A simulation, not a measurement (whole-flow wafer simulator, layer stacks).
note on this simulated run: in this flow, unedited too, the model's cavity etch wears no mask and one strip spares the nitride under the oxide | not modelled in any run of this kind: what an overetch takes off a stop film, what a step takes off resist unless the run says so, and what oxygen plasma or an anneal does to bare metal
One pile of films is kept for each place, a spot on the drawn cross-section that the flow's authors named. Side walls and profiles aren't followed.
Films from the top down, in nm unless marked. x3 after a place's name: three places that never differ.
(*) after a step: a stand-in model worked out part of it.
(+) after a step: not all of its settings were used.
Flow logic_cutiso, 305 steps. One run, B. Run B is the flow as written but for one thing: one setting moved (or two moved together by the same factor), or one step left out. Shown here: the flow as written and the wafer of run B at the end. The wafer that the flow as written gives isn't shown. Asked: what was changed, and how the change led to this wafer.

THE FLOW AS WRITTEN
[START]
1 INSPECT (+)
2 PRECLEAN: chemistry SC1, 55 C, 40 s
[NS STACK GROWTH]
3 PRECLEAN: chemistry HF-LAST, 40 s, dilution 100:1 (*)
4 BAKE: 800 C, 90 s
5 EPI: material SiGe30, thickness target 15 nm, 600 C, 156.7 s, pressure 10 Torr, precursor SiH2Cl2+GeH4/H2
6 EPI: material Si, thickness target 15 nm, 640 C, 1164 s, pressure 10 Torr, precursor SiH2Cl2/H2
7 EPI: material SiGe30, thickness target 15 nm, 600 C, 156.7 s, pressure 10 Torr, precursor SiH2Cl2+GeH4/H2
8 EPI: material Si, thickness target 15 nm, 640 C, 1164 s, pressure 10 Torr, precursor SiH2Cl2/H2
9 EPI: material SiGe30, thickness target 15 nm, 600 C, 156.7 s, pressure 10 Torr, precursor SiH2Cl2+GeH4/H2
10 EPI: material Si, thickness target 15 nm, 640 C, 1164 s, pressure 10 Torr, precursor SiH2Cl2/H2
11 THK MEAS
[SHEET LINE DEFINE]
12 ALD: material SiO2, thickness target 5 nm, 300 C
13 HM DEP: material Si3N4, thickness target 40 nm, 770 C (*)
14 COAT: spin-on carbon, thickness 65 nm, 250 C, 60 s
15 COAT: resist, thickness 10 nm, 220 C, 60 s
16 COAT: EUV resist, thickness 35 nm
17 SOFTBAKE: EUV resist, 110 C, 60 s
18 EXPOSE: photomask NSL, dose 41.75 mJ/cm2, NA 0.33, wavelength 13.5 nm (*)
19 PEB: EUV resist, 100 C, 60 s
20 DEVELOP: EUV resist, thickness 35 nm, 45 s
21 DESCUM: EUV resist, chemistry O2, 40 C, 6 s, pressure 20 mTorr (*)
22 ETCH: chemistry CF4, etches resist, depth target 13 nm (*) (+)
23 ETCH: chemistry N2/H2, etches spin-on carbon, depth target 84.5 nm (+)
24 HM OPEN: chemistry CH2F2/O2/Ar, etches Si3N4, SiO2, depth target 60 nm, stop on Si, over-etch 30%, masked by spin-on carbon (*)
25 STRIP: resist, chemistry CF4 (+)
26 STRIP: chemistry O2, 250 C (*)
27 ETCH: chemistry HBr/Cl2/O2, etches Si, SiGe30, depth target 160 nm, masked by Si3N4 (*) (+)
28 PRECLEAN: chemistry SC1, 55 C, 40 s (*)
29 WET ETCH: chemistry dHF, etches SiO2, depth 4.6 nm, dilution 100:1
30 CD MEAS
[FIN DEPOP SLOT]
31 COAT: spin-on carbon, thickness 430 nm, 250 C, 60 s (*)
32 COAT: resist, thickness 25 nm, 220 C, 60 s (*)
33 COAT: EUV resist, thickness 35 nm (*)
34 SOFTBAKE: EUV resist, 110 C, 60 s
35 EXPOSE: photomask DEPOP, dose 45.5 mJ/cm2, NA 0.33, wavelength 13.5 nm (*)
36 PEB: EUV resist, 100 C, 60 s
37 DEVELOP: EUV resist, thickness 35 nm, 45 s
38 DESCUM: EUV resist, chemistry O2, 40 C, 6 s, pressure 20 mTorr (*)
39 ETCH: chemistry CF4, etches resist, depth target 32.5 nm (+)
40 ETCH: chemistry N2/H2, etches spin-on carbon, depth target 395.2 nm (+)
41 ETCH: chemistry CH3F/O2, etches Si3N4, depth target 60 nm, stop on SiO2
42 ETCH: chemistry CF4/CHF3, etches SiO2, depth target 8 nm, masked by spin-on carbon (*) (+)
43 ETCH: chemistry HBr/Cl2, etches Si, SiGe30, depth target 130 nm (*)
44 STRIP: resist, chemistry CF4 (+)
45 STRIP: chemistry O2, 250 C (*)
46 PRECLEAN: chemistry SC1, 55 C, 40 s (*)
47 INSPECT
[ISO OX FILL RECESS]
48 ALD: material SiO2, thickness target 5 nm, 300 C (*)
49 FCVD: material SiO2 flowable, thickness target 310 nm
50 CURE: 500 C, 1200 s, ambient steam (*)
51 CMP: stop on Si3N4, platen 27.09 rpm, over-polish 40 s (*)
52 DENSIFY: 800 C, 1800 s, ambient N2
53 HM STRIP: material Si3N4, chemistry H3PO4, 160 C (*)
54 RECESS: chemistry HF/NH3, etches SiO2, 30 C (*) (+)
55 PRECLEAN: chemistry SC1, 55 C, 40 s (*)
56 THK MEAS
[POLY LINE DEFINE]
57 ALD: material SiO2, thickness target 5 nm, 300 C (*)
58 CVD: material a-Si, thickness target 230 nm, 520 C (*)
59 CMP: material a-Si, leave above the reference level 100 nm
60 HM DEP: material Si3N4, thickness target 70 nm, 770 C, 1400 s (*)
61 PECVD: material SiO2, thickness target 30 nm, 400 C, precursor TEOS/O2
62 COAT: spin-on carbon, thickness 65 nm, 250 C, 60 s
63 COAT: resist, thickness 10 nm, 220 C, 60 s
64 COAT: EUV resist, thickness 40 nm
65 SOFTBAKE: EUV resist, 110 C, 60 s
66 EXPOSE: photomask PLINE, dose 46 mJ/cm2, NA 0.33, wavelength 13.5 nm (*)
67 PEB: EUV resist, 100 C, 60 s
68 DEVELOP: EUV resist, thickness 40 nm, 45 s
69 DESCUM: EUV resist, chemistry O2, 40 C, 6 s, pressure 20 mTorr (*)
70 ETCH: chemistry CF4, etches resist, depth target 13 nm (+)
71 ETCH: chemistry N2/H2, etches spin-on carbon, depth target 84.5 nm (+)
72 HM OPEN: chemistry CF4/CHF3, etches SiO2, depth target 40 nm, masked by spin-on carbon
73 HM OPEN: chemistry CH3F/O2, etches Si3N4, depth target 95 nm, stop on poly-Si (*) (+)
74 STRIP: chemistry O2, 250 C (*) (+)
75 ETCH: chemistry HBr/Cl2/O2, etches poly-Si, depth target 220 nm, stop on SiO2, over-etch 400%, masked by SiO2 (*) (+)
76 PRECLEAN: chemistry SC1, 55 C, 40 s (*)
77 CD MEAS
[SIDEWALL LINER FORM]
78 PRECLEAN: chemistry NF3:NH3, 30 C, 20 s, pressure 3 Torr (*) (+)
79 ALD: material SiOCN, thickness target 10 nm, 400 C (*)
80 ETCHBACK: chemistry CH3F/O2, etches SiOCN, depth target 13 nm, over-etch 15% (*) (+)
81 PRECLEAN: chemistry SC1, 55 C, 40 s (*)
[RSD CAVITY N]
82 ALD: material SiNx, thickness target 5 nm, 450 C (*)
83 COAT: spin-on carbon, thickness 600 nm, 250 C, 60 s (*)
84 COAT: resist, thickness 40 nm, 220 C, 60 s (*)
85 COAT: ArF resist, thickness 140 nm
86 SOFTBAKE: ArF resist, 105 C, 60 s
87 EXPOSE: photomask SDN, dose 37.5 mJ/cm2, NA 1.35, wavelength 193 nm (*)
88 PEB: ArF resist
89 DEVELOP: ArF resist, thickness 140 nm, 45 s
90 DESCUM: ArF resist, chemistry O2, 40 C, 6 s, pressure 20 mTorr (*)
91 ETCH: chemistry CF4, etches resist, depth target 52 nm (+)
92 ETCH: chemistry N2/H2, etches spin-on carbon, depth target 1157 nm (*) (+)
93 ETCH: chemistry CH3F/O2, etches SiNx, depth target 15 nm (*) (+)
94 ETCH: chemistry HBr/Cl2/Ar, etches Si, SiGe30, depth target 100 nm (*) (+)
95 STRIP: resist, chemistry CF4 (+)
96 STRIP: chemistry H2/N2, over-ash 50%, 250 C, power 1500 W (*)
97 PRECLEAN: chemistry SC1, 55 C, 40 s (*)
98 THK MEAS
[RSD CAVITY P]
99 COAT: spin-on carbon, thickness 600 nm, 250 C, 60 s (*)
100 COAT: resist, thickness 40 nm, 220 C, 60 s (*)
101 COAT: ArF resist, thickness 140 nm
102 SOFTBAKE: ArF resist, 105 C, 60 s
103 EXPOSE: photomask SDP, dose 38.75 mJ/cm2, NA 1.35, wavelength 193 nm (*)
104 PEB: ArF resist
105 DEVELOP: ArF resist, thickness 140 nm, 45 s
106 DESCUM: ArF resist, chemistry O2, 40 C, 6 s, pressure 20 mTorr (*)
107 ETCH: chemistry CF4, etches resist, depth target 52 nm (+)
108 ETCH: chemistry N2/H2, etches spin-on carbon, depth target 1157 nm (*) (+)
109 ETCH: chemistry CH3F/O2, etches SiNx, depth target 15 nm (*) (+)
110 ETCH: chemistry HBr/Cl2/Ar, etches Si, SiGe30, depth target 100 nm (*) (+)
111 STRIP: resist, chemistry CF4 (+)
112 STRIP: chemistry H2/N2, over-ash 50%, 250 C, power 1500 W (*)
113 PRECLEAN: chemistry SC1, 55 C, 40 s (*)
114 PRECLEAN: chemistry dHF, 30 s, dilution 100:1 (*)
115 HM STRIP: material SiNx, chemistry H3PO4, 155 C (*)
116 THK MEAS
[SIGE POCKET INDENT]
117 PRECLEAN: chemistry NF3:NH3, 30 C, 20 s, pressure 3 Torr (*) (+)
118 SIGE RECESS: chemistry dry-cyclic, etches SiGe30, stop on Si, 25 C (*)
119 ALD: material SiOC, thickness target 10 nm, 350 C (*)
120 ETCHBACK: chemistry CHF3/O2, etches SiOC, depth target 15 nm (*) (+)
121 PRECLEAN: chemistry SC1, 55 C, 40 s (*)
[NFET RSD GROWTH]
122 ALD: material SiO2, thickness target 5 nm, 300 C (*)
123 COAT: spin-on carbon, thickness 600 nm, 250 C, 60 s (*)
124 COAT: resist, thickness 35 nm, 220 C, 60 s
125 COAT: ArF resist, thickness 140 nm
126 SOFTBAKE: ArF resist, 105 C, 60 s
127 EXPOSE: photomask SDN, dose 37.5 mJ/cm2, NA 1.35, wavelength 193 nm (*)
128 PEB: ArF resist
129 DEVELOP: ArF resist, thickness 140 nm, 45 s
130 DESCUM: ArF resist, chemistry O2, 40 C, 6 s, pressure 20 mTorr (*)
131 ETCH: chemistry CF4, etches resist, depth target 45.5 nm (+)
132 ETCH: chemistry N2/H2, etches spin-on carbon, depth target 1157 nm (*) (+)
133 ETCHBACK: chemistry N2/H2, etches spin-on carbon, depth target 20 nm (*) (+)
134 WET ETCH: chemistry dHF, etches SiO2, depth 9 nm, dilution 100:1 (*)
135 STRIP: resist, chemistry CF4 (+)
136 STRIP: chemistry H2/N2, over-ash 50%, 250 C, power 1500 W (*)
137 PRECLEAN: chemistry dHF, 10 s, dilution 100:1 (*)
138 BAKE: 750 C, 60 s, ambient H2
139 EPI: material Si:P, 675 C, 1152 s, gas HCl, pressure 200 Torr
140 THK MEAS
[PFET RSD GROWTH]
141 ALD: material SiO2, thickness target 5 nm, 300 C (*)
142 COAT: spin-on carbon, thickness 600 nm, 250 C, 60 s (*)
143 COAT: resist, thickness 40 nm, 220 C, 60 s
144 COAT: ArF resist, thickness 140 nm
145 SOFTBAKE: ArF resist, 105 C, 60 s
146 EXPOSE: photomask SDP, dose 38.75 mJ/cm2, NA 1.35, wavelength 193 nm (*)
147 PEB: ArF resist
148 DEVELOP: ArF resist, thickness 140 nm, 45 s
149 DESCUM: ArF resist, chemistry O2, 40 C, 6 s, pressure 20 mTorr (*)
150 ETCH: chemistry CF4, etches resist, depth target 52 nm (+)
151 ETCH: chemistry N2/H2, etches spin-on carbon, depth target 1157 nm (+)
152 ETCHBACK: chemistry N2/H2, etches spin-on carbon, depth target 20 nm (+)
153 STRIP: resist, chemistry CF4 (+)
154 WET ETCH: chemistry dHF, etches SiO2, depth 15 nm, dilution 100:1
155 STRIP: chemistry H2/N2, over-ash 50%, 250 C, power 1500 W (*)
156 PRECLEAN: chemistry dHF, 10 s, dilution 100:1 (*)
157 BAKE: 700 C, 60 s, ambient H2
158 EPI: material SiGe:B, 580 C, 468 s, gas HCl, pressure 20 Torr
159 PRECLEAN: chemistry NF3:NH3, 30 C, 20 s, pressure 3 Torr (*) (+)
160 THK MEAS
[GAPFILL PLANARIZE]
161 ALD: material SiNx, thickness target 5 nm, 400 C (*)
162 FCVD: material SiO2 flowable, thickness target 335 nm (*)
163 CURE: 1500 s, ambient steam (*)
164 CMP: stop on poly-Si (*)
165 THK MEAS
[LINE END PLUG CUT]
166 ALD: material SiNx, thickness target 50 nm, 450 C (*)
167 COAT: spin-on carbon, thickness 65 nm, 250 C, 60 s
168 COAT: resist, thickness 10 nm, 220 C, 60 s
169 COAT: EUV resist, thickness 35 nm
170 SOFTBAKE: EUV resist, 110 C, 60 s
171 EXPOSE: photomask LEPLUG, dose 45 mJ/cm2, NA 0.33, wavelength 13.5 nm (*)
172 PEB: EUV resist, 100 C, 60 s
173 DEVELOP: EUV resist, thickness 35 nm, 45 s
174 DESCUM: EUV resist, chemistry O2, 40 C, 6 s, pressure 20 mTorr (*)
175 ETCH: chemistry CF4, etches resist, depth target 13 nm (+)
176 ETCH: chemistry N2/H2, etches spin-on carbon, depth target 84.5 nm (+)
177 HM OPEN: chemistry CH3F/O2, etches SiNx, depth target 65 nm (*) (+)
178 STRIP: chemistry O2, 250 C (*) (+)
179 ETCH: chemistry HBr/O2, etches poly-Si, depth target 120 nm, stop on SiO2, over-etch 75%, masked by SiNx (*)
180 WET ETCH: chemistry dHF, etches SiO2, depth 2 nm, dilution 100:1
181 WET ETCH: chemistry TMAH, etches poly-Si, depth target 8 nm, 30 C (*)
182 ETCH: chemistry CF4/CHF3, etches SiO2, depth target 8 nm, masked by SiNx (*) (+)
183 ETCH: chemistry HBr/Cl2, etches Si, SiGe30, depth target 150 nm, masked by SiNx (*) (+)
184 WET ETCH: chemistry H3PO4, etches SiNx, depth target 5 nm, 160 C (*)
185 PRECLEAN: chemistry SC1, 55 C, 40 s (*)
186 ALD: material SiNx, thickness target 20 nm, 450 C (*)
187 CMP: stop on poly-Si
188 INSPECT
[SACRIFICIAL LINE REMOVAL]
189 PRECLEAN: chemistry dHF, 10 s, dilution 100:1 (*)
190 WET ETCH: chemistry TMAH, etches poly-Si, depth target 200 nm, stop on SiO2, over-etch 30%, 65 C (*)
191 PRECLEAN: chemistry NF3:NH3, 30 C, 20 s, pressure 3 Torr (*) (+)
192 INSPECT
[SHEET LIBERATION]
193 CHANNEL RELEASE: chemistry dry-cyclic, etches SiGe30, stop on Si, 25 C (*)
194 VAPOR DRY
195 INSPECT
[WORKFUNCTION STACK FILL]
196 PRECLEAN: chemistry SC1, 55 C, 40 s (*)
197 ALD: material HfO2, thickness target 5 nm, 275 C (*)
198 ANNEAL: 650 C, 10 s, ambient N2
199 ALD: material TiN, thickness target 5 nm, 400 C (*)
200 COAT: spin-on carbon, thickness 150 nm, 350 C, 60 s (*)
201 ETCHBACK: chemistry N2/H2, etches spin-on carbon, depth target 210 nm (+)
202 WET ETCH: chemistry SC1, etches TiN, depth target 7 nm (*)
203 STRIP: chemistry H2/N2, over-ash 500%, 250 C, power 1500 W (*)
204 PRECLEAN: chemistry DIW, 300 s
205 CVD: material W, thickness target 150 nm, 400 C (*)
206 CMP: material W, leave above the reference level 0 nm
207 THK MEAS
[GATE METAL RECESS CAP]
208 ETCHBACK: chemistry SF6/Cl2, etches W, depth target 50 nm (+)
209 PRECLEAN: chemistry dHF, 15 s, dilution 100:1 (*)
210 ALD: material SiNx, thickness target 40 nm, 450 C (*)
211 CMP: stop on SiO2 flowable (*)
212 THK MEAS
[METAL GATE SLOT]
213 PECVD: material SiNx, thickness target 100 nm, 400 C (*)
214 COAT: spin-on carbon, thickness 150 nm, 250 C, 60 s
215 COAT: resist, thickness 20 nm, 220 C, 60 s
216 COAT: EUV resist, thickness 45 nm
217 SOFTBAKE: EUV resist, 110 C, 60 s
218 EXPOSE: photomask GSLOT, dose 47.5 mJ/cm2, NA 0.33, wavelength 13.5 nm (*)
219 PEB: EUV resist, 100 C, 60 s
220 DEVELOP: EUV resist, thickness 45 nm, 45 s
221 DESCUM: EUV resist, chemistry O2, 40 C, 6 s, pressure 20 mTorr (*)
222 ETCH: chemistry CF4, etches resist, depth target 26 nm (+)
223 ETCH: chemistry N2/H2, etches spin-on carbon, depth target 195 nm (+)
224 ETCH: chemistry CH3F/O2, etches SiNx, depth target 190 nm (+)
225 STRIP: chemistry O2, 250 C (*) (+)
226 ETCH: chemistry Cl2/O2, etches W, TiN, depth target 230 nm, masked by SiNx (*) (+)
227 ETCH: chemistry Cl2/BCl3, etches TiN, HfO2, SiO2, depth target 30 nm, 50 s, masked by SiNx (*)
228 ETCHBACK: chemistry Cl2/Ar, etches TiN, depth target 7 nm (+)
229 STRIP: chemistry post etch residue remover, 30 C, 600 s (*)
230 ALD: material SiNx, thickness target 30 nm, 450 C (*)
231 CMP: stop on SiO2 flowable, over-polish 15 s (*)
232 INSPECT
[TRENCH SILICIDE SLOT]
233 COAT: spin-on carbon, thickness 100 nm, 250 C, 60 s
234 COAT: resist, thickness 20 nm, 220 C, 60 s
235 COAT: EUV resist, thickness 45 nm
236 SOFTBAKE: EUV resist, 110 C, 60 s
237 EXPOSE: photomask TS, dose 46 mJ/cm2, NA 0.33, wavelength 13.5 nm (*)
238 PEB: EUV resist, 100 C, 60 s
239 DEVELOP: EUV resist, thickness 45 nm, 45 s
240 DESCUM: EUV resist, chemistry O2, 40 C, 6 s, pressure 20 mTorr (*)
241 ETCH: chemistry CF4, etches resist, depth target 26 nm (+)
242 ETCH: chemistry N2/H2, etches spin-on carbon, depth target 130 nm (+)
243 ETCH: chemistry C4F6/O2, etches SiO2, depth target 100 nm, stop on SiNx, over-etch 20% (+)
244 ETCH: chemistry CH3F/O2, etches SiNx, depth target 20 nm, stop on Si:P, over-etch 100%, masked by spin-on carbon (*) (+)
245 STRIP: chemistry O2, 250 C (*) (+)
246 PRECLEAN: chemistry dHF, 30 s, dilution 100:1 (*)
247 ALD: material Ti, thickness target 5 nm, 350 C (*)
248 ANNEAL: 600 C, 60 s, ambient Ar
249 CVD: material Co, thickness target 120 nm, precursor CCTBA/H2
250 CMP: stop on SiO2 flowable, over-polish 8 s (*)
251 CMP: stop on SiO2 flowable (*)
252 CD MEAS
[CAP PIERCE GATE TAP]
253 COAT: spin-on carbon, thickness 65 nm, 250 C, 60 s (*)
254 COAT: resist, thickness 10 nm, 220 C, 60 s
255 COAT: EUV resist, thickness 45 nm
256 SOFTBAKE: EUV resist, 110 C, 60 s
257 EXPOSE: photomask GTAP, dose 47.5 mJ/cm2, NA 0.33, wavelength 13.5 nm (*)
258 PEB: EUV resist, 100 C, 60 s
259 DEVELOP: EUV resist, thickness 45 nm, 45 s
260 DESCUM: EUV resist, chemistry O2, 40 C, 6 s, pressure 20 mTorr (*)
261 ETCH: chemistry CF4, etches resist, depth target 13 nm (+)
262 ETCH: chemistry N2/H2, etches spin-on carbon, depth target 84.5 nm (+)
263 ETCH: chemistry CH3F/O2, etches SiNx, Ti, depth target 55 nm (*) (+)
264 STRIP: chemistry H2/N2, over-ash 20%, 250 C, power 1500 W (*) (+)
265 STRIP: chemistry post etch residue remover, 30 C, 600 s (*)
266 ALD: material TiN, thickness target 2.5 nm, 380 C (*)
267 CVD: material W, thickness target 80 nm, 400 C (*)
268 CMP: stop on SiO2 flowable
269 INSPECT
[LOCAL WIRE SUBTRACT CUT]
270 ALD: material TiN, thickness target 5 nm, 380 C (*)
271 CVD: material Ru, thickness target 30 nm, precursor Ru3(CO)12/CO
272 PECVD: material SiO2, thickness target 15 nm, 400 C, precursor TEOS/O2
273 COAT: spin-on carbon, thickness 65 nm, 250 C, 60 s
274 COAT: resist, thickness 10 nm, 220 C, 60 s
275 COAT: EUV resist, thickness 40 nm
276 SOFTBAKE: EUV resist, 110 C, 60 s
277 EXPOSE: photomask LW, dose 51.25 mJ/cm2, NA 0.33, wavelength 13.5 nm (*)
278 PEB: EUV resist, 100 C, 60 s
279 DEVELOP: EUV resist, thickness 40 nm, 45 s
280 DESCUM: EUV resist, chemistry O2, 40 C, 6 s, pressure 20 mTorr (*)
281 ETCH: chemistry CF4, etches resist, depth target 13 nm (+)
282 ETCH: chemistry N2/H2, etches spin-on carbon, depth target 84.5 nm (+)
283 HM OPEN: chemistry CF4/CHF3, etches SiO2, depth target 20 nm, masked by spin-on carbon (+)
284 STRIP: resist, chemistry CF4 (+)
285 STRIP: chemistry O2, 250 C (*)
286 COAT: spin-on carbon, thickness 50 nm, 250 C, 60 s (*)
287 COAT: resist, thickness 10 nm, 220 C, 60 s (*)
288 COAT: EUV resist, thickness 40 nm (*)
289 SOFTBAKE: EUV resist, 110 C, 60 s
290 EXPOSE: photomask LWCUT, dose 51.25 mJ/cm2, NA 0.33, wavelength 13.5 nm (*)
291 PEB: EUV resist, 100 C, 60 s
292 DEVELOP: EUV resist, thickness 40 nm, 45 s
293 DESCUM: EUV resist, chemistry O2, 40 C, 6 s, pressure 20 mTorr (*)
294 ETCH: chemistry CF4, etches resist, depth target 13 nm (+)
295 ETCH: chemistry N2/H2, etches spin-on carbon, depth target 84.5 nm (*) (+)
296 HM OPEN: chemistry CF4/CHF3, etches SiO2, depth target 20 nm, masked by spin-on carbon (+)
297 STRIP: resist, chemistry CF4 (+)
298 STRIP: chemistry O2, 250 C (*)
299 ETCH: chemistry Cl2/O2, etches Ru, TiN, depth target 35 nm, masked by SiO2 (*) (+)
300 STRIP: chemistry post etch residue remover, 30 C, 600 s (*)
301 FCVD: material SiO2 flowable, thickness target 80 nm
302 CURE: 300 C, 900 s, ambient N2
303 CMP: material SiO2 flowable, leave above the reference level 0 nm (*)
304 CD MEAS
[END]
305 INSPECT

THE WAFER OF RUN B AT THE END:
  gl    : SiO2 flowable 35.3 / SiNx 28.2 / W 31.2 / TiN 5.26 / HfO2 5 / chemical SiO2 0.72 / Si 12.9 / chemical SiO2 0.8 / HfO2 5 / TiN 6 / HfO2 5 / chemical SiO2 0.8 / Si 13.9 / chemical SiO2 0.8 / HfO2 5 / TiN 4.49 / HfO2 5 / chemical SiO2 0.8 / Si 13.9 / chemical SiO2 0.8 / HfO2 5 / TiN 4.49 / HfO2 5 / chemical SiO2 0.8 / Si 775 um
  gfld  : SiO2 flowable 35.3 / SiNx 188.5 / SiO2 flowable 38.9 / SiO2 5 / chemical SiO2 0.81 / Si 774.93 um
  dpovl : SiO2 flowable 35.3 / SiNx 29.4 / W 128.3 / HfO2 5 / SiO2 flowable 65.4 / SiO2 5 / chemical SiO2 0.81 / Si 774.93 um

The cause: step 9, EPI: thickness target 16.5 nm was run, where the flow has thickness target 15 nm; step 9, EPI: 172.4 s was run, where the flow has 156.7 s.

How the change led to this, step by step:
  9 EPI: material SiGe30, thickness target 15 nm, 600 C, 156.7 s, pressure 10 Torr, precursor SiH2Cl2+GeH4/H2
      depop, dpovl, gfld and 19 more: SiGe30 +16.5 (new film) (as written it would be: SiGe30 +15 (new film))
  27 ETCH: chemistry HBr/Cl2/O2, etches Si, SiGe30, depth target 160 nm, masked by Si3N4 (*) (+)
      gfld, gxf, iso, lnri: chemical SiO2 -0.79 (all of it), Si -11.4 (all of it), SiGe30 -16.5 (all of it), Si -15 (all of it), SiGe30 -15 (all of it), Si -15 (all of it), SiGe30 -15 (all of it), Si -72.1 (as written it would be: chemical SiO2 -0.79 (all of it), Si -11.4 (all of it), SiGe30 -15 (all of it), Si -15 (all of it), SiGe30 -15 (all of it), Si -15 (all of it), SiGe30 -15 (all of it), Si -73.6)
      dpovl, nsgap: chemical SiO2 -0.79 (all of it), Si -11.8 (all of it), SiGe30 -16.5 (all of it), Si -15 (all of it), SiGe30 -15 (all of it), Si -15 (all of it), SiGe30 -15 (all of it), Si -71.7 (as written it would be: chemical SiO2 -0.79 (all of it), Si -11.8 (all of it), SiGe30 -15 (all of it), Si -15 (all of it), SiGe30 -15 (all of it), Si -15 (all of it), SiGe30 -15 (all of it), Si -73.2)
      (and at 1 more place)
  43 ETCH: chemistry HBr/Cl2, etches Si, SiGe30, depth target 130 nm (*)
      depop: Si -14 (all of it), SiGe30 -16.5 (all of it), Si -15 (all of it), SiGe30 -15 (all of it), Si -15 (all of it), SiGe30 -15 (all of it), Si -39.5 (as written it would be: Si -14 (all of it), SiGe30 -15 (all of it), Si -15 (all of it), SiGe30 -15 (all of it), Si -15 (all of it), SiGe30 -15 (all of it), Si -41)
  94 ETCH: chemistry HBr/Cl2/Ar, etches Si, SiGe30, depth target 100 nm (*) (+)
      rsdn, rsdx: chemical SiO2 -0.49 (all of it), Si -12.8 (all of it), SiGe30 -16.5 (all of it), Si -15 (all of it), SiGe30 -15 (all of it), Si -15 (all of it), SiGe30 -15 (all of it), Si -10.7 (as written it would be: chemical SiO2 -0.49 (all of it), Si -12.8 (all of it), SiGe30 -15 (all of it), Si -15 (all of it), SiGe30 -15 (all of it), Si -15 (all of it), SiGe30 -15 (all of it), Si -12.2)
  110 ETCH: chemistry HBr/Cl2/Ar, etches Si, SiGe30, depth target 100 nm (*) (+)
      rsdp, rsdw: chemical SiO2 -0.49 (all of it), Si -12.8 (all of it), SiGe30 -16.5 (all of it), Si -15 (all of it), SiGe30 -15 (all of it), Si -15 (all of it), SiGe30 -15 (all of it), Si -10.7 (as written it would be: chemical SiO2 -0.49 (all of it), Si -12.8 (all of it), SiGe30 -15 (all of it), Si -15 (all of it), SiGe30 -15 (all of it), Si -15 (all of it), SiGe30 -15 (all of it), Si -12.2)
  118 SIGE RECESS: chemistry dry-cyclic, etches SiGe30, stop on Si, 25 C (*)
      lnr, lnrp, lnrt: SiOCN -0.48, Si -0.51, cavity +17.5 (new film), SiGe30 -16.5 (all of it), Si -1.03, cavity +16 (new film), SiGe30 -15 (all of it), Si -1.03, cavity +16 (new film), SiGe30 -15 (all of it), Si -0.51 (as written it would be: SiOCN -0.48, Si -0.51, cavity +16 (new film), SiGe30 -15 (all of it), Si -1.03, cavity +16 (new film), SiGe30 -15 (all of it), Si -1.03, cavity +16 (new film), SiGe30 -15 (all of it), Si -0.51)
  119 ALD: material SiOC, thickness target 10 nm, 350 C (*)
      lnr, lnrp, lnrt: SiOC +10 (new film), SiOC +17.5 (new film), cavity -17.5 (all of it), SiOC +16 (new film), cavity -16 (all of it), SiOC +16 (new film), cavity -16 (all of it) (as written it would be: SiOC +10 (new film), SiOC +16 (new film), cavity -16 (all of it), SiOC +16 (new film), cavity -16 (all of it), SiOC +16 (new film), cavity -16 (all of it))
  183 ETCH: chemistry HBr/Cl2, etches Si, SiGe30, depth target 150 nm, masked by SiNx (*) (+)
      plug: Si -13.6 (all of it), SiGe30 -16.5 (all of it), Si -15 (all of it), SiGe30 -15 (all of it), Si -15 (all of it), SiGe30 -15 (all of it), Si -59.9 (as written it would be: Si -13.6 (all of it), SiGe30 -15 (all of it), Si -15 (all of it), SiGe30 -15 (all of it), Si -15 (all of it), SiGe30 -15 (all of it), Si -61.4)
  193 CHANNEL RELEASE: chemistry dry-cyclic, etches SiGe30, stop on Si, 25 C (*)
      gl, glp, gxn, gxp, ns, tap: chemical SiO2 +0.8 (new film), Si -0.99, chemical SiO2 +0.8 (new film), cavity +16 (new film), chemical SiO2 +0.8 (new film), SiGe30 -16.5 (all of it), Si -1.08, chemical SiO2 +0.8 (new film), cavity +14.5 (new film), chemical SiO2 +0.8 (new film), SiGe30 -15 (all of it), Si -1.08, chemical SiO2 +0.8 (new film), cavity +14.5 (new film), chemical SiO2 +0.8 (new film), SiGe30 -15 (all of it), Si -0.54 (as written it would be: chemical SiO2 +0.8 (new film), Si -0.99, chemical SiO2 +0.8 (new film), cavity +14.5 (new film), chemical SiO2 +0.8 (new film), SiGe30 -15 (all of it), Si -1.08, chemical SiO2 +0.8 (new film), cavity +14.5 (new film), chemical SiO2 +0.8 (new film), SiGe30 -15 (all of it), Si -1.08, chemical SiO2 +0.8 (new film), cavity +14.5 (new film), chemical SiO2 +0.8 (new film), SiGe30 -15 (all of it), Si -0.54)
  199 ALD: material TiN, thickness target 5 nm, 400 C (*)
      gl, glp, tap: TiN +5.26 (new film), TiN +6 (new film), cavity -6 (all of it), TiN +4.49 (new film), cavity -4.49 (all of it), TiN +4.49 (new film), cavity -4.49 (all of it) (as written it would be: TiN +5.26 (new film), TiN +4.49 (new film), cavity -4.49 (all of it), TiN +4.49 (new film), cavity -4.49 (all of it), TiN +4.49 (new film), cavity -4.49 (all of it))
      gxn, gxp, ns: TiN +5 (new film), TiN +6 (new film), cavity -6 (all of it), TiN +4.49 (new film), cavity -4.49 (all of it), TiN +4.49 (new film), cavity -4.49 (all of it) (as written it would be: TiN +5 (new film), TiN +4.49 (new film), cavity -4.49 (all of it), TiN +4.49 (new film), cavity -4.49 (all of it), TiN +4.49 (new film), cavity -4.49 (all of it))
